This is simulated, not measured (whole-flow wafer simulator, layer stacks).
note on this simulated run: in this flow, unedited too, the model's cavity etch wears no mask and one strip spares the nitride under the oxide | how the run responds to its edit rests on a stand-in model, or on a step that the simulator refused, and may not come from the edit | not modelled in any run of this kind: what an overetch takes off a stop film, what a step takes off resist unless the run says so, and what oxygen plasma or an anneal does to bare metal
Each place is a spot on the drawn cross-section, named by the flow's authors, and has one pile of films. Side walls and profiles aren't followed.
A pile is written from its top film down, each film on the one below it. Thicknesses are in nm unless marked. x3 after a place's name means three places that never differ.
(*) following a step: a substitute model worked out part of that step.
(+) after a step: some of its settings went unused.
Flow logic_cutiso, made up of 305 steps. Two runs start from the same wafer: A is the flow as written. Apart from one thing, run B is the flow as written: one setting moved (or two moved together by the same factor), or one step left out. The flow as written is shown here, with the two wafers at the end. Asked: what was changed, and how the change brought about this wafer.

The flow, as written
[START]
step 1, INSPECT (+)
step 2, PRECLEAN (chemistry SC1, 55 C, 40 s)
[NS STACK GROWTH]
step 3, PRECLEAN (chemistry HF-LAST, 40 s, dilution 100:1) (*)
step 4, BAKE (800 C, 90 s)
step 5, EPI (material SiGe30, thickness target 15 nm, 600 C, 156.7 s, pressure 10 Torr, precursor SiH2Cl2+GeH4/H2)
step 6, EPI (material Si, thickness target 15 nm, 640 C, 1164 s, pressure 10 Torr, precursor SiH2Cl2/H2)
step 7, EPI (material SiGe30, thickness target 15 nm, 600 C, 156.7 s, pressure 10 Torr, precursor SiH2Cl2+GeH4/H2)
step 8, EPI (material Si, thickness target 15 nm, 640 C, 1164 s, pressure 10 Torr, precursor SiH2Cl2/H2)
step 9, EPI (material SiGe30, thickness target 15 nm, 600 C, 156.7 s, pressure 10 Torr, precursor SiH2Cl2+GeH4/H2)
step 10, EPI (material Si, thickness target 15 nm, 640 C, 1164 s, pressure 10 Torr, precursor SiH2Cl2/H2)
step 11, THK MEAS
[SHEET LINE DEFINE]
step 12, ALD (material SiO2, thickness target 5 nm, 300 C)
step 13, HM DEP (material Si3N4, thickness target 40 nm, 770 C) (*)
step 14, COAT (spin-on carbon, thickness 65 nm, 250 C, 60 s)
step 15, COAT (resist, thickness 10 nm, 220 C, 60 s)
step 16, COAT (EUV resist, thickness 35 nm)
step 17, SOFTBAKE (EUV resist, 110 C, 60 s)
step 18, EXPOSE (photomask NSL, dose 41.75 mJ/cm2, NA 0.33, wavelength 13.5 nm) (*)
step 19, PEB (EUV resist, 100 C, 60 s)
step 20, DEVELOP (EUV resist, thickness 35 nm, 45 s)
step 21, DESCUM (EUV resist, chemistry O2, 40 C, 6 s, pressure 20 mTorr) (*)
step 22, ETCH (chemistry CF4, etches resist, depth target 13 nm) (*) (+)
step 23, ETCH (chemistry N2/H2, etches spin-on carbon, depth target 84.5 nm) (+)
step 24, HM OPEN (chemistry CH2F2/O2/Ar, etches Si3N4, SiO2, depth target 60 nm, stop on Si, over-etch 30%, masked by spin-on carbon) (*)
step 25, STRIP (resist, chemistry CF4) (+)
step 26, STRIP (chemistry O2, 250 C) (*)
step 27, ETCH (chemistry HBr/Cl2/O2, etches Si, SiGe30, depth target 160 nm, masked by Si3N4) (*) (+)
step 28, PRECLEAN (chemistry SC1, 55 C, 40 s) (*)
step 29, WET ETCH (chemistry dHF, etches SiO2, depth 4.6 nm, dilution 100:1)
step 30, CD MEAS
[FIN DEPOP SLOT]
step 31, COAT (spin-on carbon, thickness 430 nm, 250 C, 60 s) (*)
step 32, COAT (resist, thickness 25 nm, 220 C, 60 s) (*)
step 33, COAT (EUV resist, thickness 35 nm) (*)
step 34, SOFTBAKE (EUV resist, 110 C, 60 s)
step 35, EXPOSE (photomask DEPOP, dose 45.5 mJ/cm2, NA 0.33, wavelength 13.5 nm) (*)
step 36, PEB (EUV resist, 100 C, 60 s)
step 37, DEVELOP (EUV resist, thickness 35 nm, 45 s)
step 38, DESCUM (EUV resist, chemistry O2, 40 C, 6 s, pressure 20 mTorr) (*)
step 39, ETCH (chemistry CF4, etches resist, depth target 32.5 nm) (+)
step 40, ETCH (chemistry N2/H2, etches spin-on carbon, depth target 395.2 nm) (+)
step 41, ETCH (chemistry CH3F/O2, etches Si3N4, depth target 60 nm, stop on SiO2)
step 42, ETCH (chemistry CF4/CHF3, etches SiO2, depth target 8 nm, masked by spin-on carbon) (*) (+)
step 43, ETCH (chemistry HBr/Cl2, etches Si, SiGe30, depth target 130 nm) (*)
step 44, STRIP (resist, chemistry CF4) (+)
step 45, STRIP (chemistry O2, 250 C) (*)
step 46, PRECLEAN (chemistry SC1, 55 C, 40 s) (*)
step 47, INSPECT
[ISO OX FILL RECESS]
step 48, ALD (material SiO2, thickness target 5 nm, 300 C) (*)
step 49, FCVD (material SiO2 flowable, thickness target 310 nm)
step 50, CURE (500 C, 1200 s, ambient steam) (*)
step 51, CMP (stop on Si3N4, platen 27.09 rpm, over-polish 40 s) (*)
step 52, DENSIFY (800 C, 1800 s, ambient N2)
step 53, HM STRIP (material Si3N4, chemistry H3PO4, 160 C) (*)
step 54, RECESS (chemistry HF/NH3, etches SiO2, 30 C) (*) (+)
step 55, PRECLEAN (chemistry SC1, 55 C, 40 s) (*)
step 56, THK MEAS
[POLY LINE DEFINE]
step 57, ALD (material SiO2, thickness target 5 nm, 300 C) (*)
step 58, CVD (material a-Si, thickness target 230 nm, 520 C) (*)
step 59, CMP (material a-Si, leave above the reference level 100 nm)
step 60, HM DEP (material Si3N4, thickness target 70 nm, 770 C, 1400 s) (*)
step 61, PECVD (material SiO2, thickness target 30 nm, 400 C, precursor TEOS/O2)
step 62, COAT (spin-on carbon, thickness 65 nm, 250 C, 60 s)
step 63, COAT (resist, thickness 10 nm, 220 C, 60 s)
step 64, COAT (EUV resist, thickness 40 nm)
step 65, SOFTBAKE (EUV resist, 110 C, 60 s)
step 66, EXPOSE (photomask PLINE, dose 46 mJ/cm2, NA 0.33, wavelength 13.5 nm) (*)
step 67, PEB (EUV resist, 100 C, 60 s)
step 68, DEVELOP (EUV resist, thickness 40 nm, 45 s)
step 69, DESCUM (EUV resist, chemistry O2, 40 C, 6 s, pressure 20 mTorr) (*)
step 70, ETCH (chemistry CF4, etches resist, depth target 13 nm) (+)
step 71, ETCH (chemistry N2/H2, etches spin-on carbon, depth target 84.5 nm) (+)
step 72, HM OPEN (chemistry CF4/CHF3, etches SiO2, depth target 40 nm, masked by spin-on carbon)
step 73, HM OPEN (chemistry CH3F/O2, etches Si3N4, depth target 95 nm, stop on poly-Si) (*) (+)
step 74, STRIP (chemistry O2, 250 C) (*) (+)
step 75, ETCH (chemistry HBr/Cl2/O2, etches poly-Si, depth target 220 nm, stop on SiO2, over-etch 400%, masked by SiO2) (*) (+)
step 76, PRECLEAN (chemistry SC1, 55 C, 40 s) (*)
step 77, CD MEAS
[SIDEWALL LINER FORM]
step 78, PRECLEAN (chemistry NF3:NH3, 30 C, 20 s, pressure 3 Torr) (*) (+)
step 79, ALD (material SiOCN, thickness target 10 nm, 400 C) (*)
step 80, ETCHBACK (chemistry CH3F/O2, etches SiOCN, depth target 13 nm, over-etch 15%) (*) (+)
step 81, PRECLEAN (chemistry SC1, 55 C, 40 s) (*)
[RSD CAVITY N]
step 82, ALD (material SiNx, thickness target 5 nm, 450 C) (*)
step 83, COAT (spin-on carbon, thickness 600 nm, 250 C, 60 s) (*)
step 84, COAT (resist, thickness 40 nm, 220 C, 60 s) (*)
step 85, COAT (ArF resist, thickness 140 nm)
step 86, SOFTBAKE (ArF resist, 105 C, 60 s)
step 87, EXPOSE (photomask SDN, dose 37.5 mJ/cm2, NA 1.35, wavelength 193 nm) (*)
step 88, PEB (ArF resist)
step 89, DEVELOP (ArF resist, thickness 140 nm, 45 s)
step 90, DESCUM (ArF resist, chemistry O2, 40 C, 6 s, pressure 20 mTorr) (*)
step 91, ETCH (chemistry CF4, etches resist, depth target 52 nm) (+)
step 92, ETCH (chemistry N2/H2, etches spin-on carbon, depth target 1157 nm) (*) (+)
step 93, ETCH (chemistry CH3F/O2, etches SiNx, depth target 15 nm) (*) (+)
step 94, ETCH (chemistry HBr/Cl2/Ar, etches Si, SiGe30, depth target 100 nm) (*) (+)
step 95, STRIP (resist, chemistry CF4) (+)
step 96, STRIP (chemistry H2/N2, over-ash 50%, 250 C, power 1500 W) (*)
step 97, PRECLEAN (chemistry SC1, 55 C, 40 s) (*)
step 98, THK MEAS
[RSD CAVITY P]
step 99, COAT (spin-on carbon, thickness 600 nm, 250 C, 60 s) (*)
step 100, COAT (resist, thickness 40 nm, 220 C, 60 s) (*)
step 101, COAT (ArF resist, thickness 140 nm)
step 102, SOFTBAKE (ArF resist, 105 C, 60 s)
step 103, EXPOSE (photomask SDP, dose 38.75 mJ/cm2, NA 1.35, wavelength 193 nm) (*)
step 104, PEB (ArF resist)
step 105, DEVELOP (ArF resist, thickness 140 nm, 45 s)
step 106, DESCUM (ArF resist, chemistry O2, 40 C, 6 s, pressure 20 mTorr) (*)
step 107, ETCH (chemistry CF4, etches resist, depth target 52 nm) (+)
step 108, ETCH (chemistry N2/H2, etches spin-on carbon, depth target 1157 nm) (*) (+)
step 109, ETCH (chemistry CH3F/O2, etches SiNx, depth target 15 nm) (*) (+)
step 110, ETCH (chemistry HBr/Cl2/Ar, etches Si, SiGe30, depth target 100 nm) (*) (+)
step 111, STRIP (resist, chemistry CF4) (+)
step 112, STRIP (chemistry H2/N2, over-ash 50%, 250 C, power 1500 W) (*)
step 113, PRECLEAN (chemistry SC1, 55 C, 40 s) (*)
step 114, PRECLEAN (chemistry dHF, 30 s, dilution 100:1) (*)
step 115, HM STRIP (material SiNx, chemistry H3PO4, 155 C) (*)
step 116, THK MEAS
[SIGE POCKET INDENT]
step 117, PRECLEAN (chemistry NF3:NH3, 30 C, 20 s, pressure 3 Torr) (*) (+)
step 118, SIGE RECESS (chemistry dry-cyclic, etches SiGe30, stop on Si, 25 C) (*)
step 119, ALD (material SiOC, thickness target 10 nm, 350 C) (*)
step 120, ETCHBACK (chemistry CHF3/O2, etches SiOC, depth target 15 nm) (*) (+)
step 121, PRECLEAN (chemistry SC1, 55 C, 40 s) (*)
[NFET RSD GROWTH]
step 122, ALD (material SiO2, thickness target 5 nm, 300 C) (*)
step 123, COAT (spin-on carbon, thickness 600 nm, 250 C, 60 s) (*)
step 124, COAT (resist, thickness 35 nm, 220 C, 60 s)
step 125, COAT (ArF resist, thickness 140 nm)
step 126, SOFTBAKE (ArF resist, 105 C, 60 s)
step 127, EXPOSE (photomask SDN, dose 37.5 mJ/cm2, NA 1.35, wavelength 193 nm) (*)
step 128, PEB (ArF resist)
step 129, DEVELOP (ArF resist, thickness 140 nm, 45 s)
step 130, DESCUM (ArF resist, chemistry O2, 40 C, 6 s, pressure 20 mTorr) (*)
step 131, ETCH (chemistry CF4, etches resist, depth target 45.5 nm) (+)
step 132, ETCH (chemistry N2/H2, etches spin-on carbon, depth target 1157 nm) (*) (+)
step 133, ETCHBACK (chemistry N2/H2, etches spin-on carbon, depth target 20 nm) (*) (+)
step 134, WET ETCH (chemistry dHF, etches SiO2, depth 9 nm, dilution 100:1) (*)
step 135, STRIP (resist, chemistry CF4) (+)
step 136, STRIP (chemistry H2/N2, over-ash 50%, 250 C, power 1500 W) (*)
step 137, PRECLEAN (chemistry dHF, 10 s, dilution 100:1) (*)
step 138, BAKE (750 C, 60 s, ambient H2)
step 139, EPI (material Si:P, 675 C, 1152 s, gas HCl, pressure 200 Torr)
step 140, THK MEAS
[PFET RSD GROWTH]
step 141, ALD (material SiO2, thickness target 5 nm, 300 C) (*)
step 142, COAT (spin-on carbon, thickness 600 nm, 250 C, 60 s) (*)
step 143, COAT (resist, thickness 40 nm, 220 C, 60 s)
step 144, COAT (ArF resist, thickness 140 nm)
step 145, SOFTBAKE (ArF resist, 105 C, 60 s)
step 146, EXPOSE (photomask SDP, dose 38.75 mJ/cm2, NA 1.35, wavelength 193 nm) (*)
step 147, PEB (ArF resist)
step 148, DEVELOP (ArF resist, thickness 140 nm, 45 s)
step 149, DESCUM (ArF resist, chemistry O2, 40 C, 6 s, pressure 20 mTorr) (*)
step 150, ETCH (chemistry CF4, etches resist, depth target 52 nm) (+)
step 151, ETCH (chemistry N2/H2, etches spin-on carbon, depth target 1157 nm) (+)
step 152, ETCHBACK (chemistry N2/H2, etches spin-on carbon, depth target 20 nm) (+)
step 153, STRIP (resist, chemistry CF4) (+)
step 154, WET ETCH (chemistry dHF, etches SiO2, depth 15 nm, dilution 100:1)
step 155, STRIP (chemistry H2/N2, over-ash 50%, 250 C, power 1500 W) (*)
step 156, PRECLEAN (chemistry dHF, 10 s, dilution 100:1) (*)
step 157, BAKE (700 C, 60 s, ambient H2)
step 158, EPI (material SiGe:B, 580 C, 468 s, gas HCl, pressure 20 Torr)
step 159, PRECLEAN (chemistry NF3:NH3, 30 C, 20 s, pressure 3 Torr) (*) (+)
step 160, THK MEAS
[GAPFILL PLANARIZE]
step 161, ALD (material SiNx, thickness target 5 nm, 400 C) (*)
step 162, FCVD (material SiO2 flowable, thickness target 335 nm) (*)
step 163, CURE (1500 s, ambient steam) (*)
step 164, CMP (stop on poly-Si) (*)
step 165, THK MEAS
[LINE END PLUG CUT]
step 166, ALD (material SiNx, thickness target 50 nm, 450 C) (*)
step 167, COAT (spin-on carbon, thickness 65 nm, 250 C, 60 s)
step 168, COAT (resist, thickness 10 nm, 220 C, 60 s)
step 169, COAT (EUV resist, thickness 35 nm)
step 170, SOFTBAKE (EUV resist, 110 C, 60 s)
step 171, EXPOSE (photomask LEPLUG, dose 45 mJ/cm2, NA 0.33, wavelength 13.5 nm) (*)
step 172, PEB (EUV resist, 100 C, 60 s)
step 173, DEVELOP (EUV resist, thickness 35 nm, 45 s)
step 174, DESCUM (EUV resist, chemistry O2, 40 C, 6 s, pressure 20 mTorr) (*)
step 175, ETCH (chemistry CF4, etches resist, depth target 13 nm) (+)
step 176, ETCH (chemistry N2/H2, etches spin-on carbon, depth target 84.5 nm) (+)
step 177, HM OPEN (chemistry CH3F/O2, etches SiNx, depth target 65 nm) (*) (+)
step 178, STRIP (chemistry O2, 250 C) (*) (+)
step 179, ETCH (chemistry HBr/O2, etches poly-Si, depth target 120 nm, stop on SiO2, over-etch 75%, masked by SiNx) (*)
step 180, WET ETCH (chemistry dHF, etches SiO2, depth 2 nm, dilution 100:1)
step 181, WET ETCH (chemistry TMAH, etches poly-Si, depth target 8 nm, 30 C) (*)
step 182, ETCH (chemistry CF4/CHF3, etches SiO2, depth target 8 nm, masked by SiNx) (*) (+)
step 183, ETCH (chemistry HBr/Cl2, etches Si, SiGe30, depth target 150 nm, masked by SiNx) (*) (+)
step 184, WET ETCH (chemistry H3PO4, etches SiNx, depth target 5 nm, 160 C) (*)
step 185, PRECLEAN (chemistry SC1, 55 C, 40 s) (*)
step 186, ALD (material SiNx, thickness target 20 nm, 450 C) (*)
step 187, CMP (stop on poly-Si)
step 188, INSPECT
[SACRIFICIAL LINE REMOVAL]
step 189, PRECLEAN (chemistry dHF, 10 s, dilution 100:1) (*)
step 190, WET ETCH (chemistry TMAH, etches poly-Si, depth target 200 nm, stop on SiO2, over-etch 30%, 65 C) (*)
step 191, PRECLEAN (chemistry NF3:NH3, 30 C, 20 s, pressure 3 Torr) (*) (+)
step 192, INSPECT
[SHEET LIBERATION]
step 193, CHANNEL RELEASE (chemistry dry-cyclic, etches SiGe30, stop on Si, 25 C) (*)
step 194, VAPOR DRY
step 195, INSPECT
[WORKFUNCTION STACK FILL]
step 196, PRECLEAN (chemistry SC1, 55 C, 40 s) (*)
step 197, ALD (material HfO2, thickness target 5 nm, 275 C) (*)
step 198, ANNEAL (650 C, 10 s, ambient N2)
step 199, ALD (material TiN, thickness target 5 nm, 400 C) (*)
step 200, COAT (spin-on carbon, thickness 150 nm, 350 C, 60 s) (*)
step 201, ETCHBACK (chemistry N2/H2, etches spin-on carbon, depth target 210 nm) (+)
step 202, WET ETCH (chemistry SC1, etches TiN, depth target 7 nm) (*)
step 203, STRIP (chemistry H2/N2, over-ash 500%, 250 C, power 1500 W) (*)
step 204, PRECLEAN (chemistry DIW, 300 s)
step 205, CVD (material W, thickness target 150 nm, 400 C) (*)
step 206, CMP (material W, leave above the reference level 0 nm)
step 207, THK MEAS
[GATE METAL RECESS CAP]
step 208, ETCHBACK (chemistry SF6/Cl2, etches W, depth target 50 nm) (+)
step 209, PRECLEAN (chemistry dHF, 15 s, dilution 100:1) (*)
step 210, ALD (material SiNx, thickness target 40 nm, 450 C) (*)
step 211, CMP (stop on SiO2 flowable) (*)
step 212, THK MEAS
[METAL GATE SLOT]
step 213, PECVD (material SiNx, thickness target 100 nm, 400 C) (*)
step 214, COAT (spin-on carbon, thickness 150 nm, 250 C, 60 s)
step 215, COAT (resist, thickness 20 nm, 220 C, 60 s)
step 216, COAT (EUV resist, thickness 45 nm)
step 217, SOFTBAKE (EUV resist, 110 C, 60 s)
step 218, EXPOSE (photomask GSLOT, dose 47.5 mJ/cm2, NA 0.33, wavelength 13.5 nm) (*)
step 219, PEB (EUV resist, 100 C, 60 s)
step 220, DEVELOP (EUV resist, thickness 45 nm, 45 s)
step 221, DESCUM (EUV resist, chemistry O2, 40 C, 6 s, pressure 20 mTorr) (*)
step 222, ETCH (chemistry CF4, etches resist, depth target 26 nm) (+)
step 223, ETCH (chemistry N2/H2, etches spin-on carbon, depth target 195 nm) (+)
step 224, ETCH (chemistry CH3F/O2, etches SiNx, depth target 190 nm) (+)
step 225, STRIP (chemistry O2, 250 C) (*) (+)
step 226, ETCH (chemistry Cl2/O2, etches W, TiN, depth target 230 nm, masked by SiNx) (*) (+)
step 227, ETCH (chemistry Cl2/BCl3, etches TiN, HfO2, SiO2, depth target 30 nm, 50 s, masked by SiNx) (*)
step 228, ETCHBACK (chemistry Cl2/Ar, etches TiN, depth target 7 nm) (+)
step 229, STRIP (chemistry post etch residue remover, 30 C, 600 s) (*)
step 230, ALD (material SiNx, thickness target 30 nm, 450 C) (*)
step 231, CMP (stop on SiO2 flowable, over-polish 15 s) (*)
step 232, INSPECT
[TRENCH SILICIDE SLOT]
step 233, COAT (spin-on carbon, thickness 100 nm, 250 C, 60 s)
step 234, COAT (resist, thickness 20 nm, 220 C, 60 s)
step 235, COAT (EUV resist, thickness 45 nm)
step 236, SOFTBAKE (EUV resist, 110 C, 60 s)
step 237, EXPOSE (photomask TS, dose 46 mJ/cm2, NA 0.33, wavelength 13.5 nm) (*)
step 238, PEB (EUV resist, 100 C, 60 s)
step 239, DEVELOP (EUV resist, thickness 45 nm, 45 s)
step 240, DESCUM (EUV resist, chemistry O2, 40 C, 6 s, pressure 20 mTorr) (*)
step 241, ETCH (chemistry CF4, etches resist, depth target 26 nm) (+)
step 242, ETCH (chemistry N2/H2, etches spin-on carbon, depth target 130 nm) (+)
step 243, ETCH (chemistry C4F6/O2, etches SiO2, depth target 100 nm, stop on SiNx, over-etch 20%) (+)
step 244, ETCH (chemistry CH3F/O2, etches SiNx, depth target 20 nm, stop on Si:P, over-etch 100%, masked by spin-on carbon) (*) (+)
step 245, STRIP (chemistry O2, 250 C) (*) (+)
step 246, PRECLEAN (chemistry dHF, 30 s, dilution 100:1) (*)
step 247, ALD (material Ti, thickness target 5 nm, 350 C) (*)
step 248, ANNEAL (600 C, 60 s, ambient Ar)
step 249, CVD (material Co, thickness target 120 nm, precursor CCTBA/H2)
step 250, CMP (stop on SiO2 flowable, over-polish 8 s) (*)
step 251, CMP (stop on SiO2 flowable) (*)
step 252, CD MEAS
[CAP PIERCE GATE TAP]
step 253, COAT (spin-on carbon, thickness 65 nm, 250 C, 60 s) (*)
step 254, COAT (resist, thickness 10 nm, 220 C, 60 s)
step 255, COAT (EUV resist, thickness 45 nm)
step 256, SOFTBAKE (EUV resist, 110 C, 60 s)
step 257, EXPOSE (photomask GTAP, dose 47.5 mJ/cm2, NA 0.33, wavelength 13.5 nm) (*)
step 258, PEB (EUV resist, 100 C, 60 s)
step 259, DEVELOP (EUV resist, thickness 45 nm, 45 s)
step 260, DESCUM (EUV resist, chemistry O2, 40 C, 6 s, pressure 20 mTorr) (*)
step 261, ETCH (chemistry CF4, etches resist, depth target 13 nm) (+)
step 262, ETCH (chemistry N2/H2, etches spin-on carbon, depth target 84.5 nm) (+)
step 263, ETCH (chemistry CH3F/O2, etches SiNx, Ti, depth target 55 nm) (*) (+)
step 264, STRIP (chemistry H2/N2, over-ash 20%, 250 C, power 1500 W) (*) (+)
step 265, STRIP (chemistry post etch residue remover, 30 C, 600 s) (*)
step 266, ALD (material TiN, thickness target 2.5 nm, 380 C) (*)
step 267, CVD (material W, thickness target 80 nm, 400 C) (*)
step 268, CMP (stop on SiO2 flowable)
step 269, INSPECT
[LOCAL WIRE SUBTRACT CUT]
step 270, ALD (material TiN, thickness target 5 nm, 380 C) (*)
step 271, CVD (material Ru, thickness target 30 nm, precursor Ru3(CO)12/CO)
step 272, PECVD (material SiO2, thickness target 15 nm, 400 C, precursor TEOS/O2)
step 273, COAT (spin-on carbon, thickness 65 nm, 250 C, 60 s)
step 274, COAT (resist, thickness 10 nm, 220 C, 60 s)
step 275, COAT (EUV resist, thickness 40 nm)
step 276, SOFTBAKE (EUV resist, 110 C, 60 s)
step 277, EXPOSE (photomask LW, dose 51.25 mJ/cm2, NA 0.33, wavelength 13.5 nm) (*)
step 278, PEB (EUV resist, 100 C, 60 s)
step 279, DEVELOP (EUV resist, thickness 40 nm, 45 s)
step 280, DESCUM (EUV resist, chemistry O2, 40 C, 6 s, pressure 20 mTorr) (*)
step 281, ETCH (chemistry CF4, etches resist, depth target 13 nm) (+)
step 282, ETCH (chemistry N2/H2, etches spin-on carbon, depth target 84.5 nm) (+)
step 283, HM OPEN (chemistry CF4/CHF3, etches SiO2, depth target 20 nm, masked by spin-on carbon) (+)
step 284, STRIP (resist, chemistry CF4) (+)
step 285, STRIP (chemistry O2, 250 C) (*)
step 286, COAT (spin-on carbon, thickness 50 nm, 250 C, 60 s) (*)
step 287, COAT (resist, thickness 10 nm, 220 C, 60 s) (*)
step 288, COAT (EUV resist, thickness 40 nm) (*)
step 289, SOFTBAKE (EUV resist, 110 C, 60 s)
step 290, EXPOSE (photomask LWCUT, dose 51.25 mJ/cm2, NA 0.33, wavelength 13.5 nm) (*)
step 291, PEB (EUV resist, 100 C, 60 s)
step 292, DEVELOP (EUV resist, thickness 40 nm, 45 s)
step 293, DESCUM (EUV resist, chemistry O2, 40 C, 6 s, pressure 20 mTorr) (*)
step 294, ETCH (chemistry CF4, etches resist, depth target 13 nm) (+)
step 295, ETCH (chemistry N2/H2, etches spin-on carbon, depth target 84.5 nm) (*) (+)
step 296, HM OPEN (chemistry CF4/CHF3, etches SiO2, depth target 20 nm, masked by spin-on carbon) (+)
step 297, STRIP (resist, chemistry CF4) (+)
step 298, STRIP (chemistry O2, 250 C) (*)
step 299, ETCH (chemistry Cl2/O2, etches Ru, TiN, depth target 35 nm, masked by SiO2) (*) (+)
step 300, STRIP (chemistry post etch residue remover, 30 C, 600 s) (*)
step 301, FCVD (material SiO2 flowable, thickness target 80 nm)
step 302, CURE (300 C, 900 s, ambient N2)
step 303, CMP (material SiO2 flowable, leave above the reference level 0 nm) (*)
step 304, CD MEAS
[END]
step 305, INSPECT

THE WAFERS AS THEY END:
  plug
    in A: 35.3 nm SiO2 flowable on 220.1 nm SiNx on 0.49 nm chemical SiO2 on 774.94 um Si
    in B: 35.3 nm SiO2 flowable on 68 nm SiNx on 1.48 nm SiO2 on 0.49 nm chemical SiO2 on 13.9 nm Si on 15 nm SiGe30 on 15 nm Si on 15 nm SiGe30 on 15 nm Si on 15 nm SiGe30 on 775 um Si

What caused this: step 179, ETCH: chemistry HBr/O2, etches poly-Si, depth target 120 nm, stop on SiO2, over-etch 75%, masked by SiNx (*), was omitted.

The path from the change to this, step by step:
  step 180, WET ETCH (chemistry dHF, etches SiO2, depth 2 nm, dilution 100:1)
      plug: A -2 SiO2 | B -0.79 chemical SiO2 (all of it)
  step 181, WET ETCH (chemistry TMAH, etches poly-Si, depth target 8 nm, 30 C) (*)
      plug: A nothing | B -8 poly-Si
  step 182, ETCH (chemistry CF4/CHF3, etches SiO2, depth target 8 nm, masked by SiNx) (*) (+)
      depop, dpovl, gfld and 18 more: A -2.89 SiNx | B nothing
      plug: A -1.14 SiO2 (all of it), -0.49 chemical SiO2 (all of it), -0.33 Si | B nothing
  step 183, ETCH (chemistry HBr/Cl2, etches Si, SiGe30, depth target 150 nm, masked by SiNx) (*) (+)
      plug: A -13.6 Si (all of it), -15 SiGe30 (all of it), -15 Si (all of it), -15 SiGe30 (all of it), -15 Si (all of it), -15 SiGe30 (all of it), -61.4 Si | B -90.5 poly-Si (all of it), -3.48 SiO2
      depop, dpovl, gfld and 18 more: A -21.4 SiNx | B -19.4 SiNx
  step 186, ALD (material SiNx, thickness target 20 nm, 450 C) (*)
      plug: A +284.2 SiNx (new film) | B +149.1 SiNx (new film)
  step 187, CMP (stop on poly-Si)
      depop, dpovl, gfld and 18 more: A -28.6 SiNx (all of it) | B -45.6 SiNx (all of it)
      plug: A -28.6 SiNx | B -45.6 SiNx
